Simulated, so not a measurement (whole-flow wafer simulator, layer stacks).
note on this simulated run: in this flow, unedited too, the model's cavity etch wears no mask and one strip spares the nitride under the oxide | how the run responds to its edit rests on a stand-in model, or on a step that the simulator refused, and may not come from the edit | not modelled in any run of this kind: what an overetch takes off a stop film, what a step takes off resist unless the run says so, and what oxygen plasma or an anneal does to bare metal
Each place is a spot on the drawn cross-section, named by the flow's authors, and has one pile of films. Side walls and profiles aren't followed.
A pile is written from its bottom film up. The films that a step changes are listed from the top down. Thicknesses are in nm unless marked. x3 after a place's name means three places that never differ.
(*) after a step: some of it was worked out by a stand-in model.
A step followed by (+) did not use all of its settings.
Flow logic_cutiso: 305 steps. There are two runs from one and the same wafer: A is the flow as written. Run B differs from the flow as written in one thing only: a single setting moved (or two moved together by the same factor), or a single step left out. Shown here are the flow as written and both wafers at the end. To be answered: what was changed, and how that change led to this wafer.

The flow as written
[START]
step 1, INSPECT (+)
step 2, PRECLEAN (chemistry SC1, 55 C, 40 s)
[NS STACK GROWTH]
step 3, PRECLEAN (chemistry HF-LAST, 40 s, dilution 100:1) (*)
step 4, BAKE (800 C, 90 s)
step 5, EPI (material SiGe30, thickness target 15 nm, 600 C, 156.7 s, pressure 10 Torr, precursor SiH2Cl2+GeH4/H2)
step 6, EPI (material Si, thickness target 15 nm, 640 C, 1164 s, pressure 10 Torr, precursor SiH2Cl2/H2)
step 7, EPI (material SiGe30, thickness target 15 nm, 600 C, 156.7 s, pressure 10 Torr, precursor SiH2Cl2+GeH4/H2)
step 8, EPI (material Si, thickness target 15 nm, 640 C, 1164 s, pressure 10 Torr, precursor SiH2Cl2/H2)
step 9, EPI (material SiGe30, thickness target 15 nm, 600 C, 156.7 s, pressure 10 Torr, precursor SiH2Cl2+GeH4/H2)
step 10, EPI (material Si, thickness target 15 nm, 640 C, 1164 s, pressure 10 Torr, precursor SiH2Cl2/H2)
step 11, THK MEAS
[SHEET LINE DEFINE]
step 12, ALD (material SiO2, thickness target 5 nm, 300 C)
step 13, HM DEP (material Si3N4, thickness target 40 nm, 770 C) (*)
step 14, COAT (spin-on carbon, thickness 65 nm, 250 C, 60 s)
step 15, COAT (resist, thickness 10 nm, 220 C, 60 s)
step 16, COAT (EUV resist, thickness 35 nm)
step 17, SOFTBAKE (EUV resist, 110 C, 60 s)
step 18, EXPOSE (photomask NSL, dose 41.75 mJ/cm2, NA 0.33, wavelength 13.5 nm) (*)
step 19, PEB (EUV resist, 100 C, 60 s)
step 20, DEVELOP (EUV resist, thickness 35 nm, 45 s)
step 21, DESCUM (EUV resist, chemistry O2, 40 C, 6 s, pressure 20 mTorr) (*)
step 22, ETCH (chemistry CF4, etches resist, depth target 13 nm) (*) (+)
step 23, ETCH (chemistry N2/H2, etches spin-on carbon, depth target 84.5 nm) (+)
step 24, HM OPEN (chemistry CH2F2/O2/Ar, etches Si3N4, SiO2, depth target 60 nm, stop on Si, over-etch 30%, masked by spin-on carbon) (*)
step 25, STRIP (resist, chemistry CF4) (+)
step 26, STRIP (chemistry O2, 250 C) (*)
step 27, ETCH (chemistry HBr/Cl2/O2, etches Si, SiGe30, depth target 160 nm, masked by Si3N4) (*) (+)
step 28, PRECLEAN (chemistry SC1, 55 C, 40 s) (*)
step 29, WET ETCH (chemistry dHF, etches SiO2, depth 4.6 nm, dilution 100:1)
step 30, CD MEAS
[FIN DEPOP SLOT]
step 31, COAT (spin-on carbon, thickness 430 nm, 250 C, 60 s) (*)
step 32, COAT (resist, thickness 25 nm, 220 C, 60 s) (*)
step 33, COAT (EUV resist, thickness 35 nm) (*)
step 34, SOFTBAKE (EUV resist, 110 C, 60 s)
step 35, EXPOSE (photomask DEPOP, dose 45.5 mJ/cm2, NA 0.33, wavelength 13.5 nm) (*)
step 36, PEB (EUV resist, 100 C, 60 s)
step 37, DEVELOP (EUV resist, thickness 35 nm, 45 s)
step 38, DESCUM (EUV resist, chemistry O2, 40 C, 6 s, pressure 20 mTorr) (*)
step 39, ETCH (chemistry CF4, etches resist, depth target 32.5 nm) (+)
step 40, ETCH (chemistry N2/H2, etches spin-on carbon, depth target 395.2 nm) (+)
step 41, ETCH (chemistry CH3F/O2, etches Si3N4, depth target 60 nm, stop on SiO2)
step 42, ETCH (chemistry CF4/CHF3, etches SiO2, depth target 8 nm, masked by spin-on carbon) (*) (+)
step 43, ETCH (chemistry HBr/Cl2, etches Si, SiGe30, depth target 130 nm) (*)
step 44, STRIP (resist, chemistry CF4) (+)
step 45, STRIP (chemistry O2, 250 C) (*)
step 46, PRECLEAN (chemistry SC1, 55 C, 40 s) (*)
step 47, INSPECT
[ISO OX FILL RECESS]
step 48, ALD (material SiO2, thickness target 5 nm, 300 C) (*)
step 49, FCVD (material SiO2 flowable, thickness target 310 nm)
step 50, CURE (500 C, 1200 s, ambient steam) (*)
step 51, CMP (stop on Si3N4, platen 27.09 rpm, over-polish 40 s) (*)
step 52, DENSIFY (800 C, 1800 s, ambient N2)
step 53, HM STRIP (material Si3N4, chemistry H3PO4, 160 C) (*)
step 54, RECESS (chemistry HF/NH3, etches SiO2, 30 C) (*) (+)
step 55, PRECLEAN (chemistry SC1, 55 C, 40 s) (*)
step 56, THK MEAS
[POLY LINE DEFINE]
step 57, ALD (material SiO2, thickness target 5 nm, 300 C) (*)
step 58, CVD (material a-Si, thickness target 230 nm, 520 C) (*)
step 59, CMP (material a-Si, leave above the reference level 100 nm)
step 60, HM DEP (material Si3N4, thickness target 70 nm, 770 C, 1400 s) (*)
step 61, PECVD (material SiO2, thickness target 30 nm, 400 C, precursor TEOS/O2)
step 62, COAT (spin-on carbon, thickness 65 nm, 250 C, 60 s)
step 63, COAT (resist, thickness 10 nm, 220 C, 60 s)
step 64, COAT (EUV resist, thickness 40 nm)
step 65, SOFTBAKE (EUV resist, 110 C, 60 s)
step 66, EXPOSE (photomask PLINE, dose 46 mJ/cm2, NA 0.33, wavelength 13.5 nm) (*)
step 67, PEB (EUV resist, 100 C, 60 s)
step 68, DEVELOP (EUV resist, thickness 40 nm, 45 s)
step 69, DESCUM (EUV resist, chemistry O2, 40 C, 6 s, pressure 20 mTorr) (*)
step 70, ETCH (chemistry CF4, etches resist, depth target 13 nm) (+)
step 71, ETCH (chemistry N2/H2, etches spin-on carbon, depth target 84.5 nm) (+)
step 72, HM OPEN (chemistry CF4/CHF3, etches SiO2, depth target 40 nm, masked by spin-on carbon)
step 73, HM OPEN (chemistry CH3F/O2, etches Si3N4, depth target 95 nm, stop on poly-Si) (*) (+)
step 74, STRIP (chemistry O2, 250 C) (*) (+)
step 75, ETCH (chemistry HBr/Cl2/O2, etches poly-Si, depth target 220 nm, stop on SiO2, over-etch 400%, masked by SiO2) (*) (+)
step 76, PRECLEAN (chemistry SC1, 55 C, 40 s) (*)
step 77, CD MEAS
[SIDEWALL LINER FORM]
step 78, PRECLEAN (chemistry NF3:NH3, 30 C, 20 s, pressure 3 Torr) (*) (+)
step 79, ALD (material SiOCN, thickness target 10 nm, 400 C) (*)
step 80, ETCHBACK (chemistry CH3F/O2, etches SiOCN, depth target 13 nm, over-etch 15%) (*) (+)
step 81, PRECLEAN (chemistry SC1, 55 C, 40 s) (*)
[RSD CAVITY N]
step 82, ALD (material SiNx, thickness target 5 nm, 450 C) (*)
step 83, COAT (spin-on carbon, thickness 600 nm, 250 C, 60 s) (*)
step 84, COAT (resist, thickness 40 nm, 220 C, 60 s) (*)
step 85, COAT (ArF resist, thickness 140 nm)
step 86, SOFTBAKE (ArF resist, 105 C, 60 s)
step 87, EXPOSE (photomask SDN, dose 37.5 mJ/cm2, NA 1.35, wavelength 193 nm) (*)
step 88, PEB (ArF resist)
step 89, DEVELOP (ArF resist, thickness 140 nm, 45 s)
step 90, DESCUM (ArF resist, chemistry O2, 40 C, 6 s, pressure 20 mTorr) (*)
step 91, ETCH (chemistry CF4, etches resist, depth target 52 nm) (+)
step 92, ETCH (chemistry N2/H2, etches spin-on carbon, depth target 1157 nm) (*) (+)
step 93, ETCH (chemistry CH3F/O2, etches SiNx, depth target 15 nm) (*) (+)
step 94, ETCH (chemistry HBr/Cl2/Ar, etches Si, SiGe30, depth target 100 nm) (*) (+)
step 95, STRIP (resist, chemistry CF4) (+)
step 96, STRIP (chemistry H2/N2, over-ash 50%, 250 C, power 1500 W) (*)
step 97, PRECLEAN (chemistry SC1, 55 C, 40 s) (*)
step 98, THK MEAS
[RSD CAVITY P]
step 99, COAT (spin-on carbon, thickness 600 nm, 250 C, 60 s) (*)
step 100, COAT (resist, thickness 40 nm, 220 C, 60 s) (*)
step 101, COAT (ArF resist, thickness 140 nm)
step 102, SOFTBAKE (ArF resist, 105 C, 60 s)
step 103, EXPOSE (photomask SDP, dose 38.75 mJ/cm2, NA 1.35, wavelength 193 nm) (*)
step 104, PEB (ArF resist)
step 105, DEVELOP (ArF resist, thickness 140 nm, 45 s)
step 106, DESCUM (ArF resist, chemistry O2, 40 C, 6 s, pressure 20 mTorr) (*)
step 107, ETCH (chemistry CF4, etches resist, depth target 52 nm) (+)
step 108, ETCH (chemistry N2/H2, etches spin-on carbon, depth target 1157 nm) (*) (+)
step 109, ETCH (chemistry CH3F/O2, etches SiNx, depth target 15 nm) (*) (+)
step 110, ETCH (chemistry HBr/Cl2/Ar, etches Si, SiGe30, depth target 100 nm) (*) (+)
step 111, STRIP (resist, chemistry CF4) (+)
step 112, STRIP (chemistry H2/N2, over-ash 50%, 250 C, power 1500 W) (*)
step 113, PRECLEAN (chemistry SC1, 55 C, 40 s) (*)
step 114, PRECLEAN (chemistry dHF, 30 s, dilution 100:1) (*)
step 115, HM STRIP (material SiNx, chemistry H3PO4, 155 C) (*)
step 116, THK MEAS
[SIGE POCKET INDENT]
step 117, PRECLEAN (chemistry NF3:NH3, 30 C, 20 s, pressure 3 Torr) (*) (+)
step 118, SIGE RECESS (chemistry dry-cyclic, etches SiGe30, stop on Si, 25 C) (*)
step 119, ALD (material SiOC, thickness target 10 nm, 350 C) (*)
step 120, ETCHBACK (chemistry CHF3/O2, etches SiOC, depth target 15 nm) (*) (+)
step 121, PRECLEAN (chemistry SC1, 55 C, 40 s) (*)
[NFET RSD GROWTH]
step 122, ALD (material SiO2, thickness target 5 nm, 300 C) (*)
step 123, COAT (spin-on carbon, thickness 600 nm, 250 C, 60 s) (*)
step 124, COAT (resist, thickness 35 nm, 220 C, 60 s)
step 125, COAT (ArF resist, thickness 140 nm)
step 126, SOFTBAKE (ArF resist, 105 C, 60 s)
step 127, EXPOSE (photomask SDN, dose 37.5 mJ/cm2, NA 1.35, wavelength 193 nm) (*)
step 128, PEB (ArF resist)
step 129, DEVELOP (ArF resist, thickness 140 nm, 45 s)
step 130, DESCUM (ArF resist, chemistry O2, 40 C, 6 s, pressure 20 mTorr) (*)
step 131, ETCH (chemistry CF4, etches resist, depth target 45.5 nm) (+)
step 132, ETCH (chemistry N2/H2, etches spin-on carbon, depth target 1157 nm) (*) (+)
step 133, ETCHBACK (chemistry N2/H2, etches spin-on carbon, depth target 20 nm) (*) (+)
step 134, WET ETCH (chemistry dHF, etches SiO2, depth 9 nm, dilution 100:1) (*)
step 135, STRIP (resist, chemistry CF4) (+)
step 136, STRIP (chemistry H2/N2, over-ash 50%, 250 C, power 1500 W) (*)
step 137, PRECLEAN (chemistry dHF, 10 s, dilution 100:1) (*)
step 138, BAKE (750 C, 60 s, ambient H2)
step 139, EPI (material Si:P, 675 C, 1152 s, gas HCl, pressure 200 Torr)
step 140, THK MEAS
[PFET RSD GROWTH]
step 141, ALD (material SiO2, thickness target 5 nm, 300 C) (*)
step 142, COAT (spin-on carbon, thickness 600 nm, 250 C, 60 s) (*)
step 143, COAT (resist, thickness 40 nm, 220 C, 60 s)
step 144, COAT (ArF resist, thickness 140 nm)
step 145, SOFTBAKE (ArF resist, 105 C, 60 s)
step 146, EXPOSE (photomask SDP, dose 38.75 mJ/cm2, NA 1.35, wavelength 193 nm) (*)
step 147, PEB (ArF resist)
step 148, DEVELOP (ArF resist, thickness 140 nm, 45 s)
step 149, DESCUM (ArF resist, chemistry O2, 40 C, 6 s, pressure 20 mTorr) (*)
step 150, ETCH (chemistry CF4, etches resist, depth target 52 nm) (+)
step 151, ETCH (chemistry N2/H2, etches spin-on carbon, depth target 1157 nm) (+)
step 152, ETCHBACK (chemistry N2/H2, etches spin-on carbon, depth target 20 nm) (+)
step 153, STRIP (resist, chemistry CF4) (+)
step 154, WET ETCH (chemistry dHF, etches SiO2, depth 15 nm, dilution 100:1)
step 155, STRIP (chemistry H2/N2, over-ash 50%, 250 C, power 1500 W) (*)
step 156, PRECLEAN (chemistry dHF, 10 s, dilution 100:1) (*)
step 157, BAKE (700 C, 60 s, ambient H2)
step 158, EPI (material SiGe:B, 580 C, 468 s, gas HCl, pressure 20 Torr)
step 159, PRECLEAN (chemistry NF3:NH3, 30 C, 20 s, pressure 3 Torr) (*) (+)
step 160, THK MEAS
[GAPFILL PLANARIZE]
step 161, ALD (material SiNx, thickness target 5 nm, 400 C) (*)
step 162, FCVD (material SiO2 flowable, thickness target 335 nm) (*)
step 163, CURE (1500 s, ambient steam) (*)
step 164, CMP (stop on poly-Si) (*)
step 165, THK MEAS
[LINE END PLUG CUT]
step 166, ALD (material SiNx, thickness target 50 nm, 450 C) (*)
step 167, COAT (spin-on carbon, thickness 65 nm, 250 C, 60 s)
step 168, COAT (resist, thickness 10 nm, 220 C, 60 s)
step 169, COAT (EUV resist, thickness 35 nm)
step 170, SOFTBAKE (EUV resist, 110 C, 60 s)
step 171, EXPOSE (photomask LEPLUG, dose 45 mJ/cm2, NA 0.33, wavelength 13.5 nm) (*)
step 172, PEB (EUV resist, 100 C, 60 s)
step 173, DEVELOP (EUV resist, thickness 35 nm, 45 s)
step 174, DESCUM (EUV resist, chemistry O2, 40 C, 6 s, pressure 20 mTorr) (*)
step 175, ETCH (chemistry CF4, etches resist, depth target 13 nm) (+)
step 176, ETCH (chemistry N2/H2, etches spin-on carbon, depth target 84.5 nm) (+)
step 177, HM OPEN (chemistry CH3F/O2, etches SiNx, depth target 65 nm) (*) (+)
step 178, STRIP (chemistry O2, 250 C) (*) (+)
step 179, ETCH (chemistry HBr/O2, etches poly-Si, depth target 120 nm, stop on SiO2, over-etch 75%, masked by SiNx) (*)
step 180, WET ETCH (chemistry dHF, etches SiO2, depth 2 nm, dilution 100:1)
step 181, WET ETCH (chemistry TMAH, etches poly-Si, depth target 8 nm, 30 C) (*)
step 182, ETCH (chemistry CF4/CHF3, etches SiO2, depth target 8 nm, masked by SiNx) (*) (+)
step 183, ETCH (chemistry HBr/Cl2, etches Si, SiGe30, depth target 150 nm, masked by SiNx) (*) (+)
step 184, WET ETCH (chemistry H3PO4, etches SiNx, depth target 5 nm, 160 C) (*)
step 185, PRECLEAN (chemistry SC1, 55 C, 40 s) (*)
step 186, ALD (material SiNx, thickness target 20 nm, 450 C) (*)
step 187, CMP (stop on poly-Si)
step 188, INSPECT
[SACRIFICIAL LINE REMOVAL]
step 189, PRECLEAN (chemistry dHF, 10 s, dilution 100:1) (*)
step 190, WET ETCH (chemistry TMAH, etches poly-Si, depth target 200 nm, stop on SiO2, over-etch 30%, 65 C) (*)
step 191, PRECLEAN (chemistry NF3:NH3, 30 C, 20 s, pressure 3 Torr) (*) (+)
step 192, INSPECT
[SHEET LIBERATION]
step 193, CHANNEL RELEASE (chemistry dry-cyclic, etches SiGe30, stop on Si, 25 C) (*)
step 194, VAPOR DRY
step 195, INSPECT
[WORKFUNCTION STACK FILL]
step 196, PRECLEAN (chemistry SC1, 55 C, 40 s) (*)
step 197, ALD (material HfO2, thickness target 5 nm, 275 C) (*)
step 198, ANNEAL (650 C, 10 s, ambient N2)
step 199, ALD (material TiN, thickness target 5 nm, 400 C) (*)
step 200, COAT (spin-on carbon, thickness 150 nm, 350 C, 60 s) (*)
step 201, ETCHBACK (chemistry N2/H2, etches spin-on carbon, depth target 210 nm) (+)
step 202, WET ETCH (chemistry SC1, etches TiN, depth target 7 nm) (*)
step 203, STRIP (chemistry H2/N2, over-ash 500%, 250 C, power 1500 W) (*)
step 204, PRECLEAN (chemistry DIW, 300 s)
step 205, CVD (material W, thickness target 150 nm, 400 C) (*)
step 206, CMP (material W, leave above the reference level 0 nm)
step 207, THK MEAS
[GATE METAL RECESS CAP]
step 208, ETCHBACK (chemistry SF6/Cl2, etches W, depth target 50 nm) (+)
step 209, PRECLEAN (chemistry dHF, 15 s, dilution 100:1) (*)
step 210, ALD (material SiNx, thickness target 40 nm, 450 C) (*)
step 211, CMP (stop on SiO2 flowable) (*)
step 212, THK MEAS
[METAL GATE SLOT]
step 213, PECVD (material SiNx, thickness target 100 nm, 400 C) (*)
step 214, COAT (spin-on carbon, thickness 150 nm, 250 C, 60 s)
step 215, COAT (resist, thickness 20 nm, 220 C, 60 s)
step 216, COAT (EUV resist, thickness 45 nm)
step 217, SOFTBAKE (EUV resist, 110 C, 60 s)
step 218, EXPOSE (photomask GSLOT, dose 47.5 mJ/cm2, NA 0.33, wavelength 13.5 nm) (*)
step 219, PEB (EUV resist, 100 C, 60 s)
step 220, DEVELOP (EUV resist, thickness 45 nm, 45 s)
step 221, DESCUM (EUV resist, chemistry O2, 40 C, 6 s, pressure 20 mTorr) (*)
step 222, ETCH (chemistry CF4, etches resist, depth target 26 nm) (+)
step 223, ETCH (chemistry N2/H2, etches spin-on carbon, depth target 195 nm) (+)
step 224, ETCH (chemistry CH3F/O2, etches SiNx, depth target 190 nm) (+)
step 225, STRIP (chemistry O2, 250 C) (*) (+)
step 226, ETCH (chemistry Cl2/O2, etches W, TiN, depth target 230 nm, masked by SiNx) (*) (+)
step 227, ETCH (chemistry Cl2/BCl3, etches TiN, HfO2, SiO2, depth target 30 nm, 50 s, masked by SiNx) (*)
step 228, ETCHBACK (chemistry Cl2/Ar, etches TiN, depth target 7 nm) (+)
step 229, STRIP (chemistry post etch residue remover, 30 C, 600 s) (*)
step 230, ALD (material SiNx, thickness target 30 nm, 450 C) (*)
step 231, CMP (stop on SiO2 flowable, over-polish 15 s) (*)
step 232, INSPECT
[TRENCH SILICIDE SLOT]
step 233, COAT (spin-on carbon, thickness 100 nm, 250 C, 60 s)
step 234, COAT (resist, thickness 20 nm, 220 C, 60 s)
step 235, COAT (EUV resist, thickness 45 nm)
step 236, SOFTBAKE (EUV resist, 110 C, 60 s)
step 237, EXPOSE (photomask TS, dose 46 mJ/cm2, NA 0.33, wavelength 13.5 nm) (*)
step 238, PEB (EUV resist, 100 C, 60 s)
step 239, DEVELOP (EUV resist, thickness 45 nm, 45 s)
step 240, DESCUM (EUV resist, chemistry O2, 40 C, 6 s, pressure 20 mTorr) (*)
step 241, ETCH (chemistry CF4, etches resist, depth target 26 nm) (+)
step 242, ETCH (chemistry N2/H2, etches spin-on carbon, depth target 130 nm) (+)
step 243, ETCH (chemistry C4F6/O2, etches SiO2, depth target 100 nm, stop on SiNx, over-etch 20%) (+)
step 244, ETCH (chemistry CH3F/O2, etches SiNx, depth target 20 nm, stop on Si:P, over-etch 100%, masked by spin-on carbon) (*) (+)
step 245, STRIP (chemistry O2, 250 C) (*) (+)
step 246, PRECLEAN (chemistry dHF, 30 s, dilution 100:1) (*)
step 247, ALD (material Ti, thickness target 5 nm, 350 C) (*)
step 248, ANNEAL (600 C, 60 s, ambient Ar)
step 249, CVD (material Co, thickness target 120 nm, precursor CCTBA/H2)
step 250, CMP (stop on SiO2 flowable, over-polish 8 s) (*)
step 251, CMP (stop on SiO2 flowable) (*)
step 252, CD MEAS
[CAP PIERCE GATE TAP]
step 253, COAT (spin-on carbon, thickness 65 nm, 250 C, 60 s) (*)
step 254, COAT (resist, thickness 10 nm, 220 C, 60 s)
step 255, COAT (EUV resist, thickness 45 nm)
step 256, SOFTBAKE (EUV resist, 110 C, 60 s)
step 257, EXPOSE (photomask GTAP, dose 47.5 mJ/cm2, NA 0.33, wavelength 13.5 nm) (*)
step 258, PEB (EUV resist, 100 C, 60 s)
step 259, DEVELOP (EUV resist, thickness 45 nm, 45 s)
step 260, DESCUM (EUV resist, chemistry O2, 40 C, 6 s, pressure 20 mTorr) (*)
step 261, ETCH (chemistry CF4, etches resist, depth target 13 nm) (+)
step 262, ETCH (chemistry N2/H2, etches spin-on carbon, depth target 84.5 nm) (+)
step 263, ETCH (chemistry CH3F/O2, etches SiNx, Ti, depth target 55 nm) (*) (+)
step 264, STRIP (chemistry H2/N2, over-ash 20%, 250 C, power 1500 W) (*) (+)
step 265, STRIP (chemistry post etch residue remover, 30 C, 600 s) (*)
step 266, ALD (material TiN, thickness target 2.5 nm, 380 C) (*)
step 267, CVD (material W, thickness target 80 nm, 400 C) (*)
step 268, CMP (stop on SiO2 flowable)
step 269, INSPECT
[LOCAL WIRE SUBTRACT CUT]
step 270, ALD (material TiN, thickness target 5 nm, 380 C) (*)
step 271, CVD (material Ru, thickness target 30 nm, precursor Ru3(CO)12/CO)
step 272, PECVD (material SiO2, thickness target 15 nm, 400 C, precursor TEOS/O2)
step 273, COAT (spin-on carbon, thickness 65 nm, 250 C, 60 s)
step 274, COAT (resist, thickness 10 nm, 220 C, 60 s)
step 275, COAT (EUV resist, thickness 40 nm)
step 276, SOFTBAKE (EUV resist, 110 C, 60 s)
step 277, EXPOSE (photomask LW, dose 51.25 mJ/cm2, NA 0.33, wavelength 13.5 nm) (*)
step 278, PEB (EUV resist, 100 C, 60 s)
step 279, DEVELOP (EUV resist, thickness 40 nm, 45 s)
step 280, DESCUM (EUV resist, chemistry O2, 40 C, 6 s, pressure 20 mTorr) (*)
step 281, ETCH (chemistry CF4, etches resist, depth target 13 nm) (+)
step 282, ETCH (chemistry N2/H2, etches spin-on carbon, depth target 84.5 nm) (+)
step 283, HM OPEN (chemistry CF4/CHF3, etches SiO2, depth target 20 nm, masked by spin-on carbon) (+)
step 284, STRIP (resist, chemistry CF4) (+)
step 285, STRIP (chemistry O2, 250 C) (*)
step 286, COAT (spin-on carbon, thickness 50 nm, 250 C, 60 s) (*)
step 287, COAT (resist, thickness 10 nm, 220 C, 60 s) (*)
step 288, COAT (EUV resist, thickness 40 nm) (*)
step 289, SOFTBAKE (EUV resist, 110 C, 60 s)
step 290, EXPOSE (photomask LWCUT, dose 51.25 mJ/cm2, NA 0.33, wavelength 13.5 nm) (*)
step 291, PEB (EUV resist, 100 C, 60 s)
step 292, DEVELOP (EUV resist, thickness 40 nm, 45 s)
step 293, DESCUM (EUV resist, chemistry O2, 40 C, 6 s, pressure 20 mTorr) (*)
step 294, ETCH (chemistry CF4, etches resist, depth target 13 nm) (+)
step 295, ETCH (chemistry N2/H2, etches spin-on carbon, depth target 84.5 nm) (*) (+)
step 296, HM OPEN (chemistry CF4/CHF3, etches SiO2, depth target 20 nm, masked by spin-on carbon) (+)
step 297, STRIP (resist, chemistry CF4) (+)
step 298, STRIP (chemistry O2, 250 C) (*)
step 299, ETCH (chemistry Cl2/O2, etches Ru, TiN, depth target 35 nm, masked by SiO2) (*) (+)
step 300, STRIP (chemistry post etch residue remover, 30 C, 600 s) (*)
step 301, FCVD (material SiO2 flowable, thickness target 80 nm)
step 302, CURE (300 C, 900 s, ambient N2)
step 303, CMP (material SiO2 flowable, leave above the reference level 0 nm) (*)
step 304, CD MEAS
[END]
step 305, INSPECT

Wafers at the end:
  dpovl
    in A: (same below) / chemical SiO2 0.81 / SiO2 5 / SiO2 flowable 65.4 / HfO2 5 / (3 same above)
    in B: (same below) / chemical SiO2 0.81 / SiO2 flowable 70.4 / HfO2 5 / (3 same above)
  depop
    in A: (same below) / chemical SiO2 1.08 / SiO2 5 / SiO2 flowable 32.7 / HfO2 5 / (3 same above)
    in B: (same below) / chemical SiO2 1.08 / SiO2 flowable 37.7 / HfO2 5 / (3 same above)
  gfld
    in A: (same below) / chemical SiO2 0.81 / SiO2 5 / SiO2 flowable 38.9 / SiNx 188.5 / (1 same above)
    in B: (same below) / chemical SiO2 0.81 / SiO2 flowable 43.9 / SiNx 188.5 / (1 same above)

What caused this: step 48, ALD: material SiO2, thickness target 5 nm, 300 C (*), was not run.

The path from the change to this, step by step:
  step 49, FCVD (material SiO2 flowable, thickness target 310 nm)
      dpovl, nsgap: A SiO2 flowable gains 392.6 (new film) | B SiO2 flowable gains 372.2 (new film)
      depop: A SiO2 flowable gains 359.9 (new film) | B SiO2 flowable gains 339.5 (new film)
      (as well as at 2 more places)
  step 50, CURE (500 C, 1200 s, ambient steam) (*)
      depop, dpovl: A SiO2 flowable loses 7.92 | B SiO2 flowable loses 7.39
      isow: A SiO2 flowable loses 7.85 | B SiO2 flowable loses 7.31
      (as well as at 2 more places)
  step 51, CMP (stop on Si3N4, platen 27.09 rpm, over-polish 40 s) (*)
      lnrt, rsdn, tap: A SiO2 flowable loses 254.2 (all of it), SiO2 loses 5 (all of it), Si3N4 loses 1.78 | B SiO2 flowable loses 251.6 (all of it), Si3N4 loses 1.78
      glp, lnrp: A SiO2 flowable loses 253.9 (all of it), SiO2 loses 5 (all of it), Si3N4 loses 1.78 | B SiO2 flowable loses 251.3 (all of it), Si3N4 loses 1.78
      (as well as at 17 more places)
  step 197, ALD (material HfO2, thickness target 5 nm, 275 C) (*)
      gxf: A HfO2 gains 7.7 (new film) | B HfO2 gains 5 (new film)
  step 199, ALD (material TiN, thickness target 5 nm, 400 C) (*)
      gxf: A TiN gains 5 (new film) | B TiN gains 7.64 (new film)
